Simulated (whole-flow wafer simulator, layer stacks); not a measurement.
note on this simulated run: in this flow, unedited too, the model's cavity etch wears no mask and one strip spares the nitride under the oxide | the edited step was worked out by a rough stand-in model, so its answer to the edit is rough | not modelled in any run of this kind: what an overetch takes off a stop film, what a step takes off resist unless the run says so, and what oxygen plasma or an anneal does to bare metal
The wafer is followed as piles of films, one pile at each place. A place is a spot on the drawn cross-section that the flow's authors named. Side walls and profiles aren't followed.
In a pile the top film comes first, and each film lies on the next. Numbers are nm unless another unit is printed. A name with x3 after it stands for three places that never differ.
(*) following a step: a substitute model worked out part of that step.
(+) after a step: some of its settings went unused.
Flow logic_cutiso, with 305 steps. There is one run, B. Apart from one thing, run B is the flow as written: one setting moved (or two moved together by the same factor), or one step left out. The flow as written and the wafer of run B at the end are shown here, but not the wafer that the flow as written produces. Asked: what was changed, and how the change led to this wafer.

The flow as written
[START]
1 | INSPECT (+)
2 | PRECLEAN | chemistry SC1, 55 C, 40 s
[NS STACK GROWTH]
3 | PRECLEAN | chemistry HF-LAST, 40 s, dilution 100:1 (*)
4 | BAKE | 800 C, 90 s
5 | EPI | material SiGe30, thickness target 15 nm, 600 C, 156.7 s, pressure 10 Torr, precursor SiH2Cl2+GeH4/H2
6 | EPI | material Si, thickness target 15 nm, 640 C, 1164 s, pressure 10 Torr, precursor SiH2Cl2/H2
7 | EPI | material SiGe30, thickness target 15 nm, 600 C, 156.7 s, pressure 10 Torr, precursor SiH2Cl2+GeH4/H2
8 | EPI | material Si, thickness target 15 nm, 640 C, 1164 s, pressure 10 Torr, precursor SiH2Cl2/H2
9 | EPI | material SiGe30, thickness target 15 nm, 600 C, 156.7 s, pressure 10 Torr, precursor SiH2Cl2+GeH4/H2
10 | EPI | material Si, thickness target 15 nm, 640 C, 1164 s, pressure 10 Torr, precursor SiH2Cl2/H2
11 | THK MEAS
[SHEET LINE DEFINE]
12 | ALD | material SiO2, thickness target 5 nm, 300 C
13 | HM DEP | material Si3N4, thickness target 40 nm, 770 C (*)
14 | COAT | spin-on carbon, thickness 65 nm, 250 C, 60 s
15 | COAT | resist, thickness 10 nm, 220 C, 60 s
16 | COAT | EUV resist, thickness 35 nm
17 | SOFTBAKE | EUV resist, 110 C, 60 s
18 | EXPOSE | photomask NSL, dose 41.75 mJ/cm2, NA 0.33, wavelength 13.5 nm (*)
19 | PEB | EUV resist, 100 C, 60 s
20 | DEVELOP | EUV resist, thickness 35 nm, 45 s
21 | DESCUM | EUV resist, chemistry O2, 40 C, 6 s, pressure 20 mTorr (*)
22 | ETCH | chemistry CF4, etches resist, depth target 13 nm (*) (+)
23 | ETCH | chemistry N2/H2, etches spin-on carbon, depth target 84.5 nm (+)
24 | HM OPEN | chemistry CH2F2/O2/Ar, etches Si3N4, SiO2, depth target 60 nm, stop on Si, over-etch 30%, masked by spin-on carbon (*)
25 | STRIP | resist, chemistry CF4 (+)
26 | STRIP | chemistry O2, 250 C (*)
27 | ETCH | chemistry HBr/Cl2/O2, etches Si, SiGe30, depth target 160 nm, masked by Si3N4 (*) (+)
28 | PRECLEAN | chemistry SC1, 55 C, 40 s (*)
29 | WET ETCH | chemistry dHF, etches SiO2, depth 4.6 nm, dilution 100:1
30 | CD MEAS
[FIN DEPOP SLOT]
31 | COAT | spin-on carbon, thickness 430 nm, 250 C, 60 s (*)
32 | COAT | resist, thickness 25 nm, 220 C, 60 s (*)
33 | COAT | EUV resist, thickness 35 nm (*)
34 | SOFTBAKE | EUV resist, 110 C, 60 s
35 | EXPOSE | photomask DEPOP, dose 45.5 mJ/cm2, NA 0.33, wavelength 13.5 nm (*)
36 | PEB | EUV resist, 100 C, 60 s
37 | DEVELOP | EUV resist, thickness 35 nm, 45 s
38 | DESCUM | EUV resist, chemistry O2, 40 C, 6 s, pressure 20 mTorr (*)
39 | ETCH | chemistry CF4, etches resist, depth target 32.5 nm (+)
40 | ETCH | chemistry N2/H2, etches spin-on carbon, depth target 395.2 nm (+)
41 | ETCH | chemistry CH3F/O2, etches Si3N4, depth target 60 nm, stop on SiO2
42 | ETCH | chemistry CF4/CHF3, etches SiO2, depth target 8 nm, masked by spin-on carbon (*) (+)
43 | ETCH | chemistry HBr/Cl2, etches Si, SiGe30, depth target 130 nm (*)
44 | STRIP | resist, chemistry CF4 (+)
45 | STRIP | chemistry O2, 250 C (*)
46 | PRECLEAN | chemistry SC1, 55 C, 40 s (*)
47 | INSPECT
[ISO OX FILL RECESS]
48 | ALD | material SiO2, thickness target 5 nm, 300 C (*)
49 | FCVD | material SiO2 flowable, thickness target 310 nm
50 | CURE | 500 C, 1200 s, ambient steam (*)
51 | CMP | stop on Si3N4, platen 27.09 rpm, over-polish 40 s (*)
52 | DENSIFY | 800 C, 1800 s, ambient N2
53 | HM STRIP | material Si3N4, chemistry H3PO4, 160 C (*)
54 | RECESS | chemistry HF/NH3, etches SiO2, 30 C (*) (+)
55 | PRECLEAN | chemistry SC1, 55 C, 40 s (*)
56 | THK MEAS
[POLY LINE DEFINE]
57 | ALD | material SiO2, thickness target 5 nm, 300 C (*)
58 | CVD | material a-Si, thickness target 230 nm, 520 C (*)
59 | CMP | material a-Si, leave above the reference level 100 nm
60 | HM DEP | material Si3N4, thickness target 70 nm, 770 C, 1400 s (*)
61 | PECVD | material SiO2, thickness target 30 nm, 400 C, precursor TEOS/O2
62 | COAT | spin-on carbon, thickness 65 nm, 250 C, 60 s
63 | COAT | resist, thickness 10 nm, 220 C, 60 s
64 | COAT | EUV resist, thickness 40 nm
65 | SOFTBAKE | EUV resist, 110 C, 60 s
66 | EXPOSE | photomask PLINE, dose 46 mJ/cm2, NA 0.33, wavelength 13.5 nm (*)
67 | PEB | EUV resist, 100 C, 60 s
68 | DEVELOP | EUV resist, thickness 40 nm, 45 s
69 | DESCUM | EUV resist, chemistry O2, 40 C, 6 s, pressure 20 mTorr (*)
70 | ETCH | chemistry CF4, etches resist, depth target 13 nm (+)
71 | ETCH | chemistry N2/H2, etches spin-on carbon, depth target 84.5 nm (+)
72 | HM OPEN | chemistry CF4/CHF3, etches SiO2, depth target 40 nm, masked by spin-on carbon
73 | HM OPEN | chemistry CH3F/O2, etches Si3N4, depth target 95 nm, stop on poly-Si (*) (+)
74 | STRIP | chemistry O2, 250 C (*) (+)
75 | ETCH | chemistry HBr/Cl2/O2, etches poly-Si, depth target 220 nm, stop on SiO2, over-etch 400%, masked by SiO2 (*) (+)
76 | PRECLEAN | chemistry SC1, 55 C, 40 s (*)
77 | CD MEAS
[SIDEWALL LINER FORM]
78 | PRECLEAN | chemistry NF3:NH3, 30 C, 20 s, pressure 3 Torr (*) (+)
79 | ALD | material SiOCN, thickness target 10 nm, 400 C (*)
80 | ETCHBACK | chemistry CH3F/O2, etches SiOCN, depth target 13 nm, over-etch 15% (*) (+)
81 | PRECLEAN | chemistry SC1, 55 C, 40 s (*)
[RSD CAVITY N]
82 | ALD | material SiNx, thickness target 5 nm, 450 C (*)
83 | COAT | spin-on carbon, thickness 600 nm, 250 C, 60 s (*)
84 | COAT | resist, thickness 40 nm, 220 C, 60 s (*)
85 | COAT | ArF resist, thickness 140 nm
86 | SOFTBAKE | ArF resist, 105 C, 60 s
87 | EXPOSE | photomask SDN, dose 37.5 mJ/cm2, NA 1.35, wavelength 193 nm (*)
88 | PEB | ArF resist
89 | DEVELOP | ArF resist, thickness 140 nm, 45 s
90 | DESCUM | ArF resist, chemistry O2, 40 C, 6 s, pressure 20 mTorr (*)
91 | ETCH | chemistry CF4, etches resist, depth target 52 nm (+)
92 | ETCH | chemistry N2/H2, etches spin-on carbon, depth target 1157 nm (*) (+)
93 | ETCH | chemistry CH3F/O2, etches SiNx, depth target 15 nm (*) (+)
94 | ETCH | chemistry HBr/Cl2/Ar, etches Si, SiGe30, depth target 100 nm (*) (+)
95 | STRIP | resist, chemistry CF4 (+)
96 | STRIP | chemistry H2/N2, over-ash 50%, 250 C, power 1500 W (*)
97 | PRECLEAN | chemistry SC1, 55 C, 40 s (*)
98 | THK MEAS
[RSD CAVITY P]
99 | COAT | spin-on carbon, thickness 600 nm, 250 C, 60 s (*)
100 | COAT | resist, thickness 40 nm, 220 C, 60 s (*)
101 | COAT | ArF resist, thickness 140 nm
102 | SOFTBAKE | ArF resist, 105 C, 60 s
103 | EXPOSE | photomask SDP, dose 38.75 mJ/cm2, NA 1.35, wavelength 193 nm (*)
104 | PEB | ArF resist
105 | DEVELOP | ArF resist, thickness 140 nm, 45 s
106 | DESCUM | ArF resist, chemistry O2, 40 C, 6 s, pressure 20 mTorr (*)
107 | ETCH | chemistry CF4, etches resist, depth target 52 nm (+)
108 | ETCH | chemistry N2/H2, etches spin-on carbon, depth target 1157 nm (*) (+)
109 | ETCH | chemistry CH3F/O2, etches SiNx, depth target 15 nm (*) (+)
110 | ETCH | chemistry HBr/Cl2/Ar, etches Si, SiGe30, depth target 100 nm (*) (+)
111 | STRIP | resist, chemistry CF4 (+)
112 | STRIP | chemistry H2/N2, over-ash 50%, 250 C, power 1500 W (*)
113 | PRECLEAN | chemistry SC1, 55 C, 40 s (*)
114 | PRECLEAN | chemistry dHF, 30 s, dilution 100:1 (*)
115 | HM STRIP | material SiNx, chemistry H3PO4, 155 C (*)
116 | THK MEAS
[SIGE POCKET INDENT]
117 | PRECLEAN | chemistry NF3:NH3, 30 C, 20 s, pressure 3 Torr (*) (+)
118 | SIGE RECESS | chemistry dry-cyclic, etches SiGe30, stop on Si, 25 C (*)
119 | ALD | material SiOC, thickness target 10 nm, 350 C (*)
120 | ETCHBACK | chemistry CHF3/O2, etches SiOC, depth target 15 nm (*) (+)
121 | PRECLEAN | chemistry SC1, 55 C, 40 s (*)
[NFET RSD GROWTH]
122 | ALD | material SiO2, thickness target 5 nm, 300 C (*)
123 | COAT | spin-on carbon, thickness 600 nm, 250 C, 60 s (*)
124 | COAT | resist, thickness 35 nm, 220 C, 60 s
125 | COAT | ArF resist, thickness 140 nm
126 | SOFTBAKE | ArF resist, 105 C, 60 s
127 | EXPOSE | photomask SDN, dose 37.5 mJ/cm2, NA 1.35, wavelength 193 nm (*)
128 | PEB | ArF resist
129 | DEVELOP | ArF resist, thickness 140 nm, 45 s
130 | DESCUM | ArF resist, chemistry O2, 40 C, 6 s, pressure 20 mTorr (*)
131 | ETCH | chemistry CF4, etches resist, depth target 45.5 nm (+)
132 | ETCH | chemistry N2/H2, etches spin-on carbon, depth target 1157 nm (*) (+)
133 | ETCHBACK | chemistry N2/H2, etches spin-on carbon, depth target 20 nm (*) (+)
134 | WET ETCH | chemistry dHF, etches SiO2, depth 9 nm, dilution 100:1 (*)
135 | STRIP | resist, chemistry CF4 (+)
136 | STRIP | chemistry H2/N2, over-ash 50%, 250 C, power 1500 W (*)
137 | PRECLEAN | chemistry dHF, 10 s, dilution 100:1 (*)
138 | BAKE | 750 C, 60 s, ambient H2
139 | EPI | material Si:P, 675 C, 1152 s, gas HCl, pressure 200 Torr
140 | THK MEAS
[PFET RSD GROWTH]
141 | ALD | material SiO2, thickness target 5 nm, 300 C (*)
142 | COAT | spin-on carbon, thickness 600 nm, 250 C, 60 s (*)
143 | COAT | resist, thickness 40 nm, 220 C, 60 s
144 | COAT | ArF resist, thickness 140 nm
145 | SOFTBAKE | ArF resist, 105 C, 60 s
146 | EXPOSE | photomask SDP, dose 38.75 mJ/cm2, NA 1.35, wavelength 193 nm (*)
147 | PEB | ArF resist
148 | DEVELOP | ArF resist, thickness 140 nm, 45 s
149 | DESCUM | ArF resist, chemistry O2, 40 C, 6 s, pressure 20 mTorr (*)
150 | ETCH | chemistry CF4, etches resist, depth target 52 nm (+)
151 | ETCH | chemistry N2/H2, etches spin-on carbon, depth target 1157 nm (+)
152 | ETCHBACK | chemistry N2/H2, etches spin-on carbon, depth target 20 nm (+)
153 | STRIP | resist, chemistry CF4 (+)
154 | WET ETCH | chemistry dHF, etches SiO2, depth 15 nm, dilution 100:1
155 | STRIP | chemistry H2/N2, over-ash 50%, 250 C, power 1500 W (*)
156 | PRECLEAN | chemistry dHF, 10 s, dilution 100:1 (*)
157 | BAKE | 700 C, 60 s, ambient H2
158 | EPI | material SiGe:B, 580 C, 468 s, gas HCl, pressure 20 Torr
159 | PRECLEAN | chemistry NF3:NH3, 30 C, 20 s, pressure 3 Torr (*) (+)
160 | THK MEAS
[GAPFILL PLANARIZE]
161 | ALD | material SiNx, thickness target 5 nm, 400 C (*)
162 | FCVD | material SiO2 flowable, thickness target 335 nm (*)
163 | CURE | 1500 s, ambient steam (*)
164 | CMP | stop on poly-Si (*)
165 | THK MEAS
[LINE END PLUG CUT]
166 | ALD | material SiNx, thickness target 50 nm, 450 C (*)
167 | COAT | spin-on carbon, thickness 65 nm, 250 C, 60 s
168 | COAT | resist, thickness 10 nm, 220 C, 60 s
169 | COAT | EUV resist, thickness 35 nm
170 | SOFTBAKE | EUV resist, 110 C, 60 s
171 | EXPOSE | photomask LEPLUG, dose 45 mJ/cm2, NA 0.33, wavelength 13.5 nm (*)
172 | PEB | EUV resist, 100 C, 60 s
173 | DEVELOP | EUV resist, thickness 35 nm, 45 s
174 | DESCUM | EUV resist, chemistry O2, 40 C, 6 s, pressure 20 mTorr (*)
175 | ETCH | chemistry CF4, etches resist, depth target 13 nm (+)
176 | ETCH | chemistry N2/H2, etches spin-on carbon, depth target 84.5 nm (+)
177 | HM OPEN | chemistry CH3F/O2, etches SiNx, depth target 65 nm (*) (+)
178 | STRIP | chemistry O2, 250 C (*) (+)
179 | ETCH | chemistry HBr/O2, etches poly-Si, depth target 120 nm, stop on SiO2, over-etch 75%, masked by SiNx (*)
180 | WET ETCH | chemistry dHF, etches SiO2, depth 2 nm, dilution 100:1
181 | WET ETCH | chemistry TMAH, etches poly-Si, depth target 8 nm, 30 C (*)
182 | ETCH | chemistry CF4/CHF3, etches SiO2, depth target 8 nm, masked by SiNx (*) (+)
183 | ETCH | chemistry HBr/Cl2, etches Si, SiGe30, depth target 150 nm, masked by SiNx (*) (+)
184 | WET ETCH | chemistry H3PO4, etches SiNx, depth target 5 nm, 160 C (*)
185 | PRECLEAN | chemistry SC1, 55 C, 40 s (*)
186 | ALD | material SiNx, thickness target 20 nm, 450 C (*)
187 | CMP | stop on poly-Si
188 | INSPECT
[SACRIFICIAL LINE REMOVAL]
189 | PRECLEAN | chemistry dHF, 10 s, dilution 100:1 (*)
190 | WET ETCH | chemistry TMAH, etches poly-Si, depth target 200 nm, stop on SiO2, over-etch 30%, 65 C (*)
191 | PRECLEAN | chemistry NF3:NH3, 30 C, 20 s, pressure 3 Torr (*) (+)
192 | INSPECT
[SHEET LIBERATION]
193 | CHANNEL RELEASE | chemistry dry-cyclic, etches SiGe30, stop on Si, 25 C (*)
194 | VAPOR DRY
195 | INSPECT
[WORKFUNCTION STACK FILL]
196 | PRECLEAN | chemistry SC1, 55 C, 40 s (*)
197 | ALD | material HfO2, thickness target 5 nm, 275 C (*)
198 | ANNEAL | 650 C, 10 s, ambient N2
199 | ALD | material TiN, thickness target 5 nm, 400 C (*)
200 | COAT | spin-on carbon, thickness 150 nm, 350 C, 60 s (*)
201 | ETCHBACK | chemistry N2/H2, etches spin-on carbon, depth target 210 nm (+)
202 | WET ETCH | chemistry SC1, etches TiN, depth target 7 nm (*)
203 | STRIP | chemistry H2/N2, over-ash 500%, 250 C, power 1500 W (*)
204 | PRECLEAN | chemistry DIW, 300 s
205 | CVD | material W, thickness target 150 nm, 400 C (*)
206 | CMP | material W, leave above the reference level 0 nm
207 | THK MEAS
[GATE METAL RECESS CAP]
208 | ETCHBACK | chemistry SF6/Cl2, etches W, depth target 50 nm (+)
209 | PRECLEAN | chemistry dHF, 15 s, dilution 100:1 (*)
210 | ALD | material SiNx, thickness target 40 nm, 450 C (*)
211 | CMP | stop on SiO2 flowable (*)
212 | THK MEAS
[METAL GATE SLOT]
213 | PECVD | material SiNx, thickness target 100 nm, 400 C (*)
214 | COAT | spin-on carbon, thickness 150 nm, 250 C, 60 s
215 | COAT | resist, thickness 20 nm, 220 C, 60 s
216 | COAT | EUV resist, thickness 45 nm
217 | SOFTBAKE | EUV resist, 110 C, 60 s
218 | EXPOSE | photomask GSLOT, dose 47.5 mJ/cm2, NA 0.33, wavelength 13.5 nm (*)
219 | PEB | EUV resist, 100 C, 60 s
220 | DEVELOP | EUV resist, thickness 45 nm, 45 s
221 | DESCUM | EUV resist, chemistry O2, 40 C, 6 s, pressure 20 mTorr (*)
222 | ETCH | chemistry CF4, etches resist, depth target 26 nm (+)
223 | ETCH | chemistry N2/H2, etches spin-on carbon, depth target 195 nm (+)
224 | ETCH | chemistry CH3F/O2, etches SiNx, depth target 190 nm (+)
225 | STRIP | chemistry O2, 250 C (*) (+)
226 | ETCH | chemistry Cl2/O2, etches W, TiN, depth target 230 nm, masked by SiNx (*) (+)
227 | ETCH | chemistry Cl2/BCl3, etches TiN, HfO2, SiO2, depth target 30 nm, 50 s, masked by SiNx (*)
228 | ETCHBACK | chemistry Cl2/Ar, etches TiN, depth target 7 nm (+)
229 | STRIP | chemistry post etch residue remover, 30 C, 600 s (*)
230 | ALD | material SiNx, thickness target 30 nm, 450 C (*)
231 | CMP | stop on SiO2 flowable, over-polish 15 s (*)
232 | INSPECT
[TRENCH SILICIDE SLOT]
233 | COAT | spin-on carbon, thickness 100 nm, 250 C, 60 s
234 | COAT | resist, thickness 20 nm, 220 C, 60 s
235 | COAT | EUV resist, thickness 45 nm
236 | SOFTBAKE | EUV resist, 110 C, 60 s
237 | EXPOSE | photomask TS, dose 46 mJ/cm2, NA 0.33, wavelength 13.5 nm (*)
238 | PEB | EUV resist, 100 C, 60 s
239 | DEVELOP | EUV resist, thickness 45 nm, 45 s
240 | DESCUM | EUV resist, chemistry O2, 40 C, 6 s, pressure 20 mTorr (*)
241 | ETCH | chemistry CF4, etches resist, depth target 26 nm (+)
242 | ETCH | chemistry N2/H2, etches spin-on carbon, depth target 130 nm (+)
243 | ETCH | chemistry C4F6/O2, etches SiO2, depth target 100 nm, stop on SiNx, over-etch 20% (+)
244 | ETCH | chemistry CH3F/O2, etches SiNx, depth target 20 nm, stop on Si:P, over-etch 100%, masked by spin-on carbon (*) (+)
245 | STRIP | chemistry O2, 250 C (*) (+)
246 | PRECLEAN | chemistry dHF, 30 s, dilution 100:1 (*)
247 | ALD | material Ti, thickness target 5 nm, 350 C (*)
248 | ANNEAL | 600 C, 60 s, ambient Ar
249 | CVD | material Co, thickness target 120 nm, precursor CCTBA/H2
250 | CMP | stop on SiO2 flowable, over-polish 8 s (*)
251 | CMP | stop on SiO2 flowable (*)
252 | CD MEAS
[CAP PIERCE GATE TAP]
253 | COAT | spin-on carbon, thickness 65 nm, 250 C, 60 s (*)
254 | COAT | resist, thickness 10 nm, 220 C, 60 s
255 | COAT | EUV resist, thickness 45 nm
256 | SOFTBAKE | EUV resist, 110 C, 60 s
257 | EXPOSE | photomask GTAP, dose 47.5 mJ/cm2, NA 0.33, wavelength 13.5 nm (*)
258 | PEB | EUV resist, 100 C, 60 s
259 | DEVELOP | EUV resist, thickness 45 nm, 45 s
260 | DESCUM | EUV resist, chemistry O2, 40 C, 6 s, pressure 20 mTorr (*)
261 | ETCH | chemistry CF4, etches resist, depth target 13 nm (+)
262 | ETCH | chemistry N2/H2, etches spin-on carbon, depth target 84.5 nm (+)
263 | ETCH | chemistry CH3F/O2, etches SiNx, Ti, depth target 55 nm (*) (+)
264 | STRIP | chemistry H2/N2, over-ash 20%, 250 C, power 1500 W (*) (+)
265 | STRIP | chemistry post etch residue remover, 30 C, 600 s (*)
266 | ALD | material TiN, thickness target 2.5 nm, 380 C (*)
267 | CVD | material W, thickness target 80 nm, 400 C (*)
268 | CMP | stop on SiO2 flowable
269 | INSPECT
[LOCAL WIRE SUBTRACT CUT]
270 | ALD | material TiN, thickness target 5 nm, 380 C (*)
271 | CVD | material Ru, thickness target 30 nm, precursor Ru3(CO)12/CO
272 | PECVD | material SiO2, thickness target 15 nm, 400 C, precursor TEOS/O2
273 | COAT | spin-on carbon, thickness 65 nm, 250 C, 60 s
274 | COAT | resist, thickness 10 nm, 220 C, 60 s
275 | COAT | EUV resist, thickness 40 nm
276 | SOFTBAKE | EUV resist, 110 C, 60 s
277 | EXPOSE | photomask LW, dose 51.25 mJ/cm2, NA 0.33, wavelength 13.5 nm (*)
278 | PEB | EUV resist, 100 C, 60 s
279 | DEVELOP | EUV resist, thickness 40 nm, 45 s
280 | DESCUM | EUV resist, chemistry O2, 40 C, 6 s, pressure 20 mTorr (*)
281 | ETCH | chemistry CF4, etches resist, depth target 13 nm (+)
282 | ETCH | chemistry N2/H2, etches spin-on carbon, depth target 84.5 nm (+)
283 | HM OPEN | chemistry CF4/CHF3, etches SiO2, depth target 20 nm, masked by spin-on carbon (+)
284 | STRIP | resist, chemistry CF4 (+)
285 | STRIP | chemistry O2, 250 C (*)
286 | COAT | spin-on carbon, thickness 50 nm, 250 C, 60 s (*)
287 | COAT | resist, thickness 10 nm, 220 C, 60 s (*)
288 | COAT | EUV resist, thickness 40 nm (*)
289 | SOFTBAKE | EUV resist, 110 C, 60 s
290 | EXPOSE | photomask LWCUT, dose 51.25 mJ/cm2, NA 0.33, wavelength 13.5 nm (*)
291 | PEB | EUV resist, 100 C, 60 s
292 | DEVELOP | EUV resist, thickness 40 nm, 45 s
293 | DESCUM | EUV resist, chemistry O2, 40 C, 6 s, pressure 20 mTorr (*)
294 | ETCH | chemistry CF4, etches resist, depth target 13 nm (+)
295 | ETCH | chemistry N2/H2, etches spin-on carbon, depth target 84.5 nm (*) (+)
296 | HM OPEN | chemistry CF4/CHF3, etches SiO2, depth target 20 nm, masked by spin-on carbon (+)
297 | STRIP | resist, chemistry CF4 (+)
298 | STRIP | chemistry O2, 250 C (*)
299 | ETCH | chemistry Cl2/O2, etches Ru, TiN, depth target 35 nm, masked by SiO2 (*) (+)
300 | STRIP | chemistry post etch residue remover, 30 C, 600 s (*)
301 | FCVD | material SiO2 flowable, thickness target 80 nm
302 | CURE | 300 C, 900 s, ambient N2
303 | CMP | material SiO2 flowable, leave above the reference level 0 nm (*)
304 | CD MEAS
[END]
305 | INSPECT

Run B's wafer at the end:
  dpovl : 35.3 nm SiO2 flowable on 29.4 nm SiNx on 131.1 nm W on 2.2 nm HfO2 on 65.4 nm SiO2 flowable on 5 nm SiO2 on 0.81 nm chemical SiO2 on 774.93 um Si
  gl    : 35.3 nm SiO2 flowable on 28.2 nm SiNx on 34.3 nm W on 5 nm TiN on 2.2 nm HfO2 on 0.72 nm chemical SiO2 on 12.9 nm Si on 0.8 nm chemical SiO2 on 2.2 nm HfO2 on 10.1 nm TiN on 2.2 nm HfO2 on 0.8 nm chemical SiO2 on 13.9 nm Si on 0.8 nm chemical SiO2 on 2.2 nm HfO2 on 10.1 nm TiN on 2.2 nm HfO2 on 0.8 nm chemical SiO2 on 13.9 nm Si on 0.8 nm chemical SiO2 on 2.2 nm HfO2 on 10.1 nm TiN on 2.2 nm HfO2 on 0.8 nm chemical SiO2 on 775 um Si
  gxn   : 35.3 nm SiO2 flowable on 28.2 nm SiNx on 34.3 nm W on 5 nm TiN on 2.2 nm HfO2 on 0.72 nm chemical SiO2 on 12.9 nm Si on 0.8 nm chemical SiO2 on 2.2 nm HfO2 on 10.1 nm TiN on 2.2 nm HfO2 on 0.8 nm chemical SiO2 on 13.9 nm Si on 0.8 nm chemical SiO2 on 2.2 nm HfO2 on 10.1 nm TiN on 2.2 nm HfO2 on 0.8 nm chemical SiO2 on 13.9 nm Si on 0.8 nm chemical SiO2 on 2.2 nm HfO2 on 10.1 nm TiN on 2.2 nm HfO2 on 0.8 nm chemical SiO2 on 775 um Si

What caused this: step 197, ALD: thickness target 2.2 nm was run, whereas the flow has thickness target 5 nm.
The wafer lets one read it off: dpovl has HfO2 2.2, and step 197 as written asks for 5 nm.

Step by step, how the change led to this:
  197 | ALD | material HfO2, thickness target 5 nm, 275 C (*)
      depop, dpovl, gfld and 12 more: HfO2 gains 2.2 (new film) (it would be, as written: HfO2 gains 5 (new film))
      gl, glp, gxn, gxp, ns, tap: HfO2 gains 2.2 (new film), HfO2 gains 2.2 (new film), cavity loses 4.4, HfO2 gains 2.2 (new film), HfO2 gains 2.2 (new film), cavity loses 4.4, HfO2 gains 2.2 (new film), HfO2 gains 2.2 (new film), cavity loses 4.4, HfO2 gains 2.2 (new film) (it would be, as written: HfO2 gains 5 (new film), HfO2 gains 5 (new film), cavity loses 10, HfO2 gains 5 (new film), HfO2 gains 5 (new film), cavity loses 10, HfO2 gains 5 (new film), HfO2 gains 5 (new film), cavity loses 10, HfO2 gains 5 (new film))
      (as well as at 1 more place)
  199 | ALD | material TiN, thickness target 5 nm, 400 C (*)
      gl, glp, tap: TiN gains 5 (new film), TiN gains 10.1 (new film), cavity loses 10.1 (all of it), TiN gains 10.1 (new film), cavity loses 10.1 (all of it), TiN gains 10.1 (new film), cavity loses 10.1 (all of it) (it would be, as written: TiN gains 5.26 (new film), TiN gains 4.49 (new film), cavity loses 4.49 (all of it), TiN gains 4.49 (new film), cavity loses 4.49 (all of it), TiN gains 4.49 (new film), cavity loses 4.49 (all of it))
      gxn, gxp, ns: TiN gains 5 (new film), TiN gains 10.1 (new film), cavity loses 10.1 (all of it), TiN gains 10.1 (new film), cavity loses 10.1 (all of it), TiN gains 10.1 (new film), cavity loses 10.1 (all of it) (it would be, as written: TiN gains 5 (new film), TiN gains 4.49 (new film), cavity loses 4.49 (all of it), TiN gains 4.49 (new film), cavity loses 4.49 (all of it), TiN gains 4.49 (new film), cavity loses 4.49 (all of it))
      (as well as at 2 more places)
  200 | COAT | spin-on carbon, thickness 150 nm, 350 C, 60 s (*)
      gl, glp: spin-on carbon gains 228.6 (new film) (it would be, as written: spin-on carbon gains 236.9 (new film))
      gxn, gxp: spin-on carbon gains 228.1 (new film) (it would be, as written: spin-on carbon gains 236.9 (new film))
      (as well as at 17 more places)
  201 | ETCHBACK | chemistry N2/H2, etches spin-on carbon, depth target 210 nm (+)
      lnr, lnrp: spin-on carbon loses 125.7 (all of it) (it would be, as written: spin-on carbon loses 133.9 (all of it))
      rsdn, rsdw: spin-on carbon loses 137.3 (all of it) (it would be, as written: spin-on carbon loses 145.8 (all of it))
      (as well as at 11 more places)
  203 | STRIP | chemistry H2/N2, over-ash 500%, 250 C, power 1500 W (*)
      gl, glp: spin-on carbon loses 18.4 (all of it) (it would be, as written: spin-on carbon loses 26.7 (all of it))
      gxn, gxp: spin-on carbon loses 18 (all of it) (it would be, as written: spin-on carbon loses 26.8 (all of it))
      (as well as at 3 more places)
  206 | CMP | material W, leave above the reference level 0 nm
      lnr, lnri, lnrp, lnrt: W loses 150 (all of it), HfO2 loses 2.2 (all of it), SiOCN loses 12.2 (it would be, as written: W loses 150 (all of it), HfO2 loses 5 (all of it), SiOCN loses 12.2)
      rsdn, rsdp, rsdw, rsdx: W loses 162.2 (all of it), HfO2 loses 2.2 (all of it) (it would be, as written: W loses 162.2 (all of it), HfO2 loses 5 (all of it))
      (as well as at 2 more places)
  226 | ETCH | chemistry Cl2/O2, etches W, TiN, depth target 230 nm, masked by SiNx (*) (+)
      depop, dpovl, gl and 18 more: SiNx loses 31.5 (it would be, as written: SiNx loses 30.8)
      gfld: W loses 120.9 (all of it), TiN loses 5 (all of it), HfO2 loses 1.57 (it would be, as written: W loses 115.4 (all of it), TiN loses 7.64 (all of it), HfO2 loses 1.54)
  227 | ETCH | chemistry Cl2/BCl3, etches TiN, HfO2, SiO2, depth target 30 nm, 50 s, masked by SiNx (*)
      gfld: HfO2 loses 0.63 (all of it), SiO2 flowable loses 29.4 (it would be, as written: HfO2 loses 3.46 (all of it), SiO2 flowable loses 26.5)
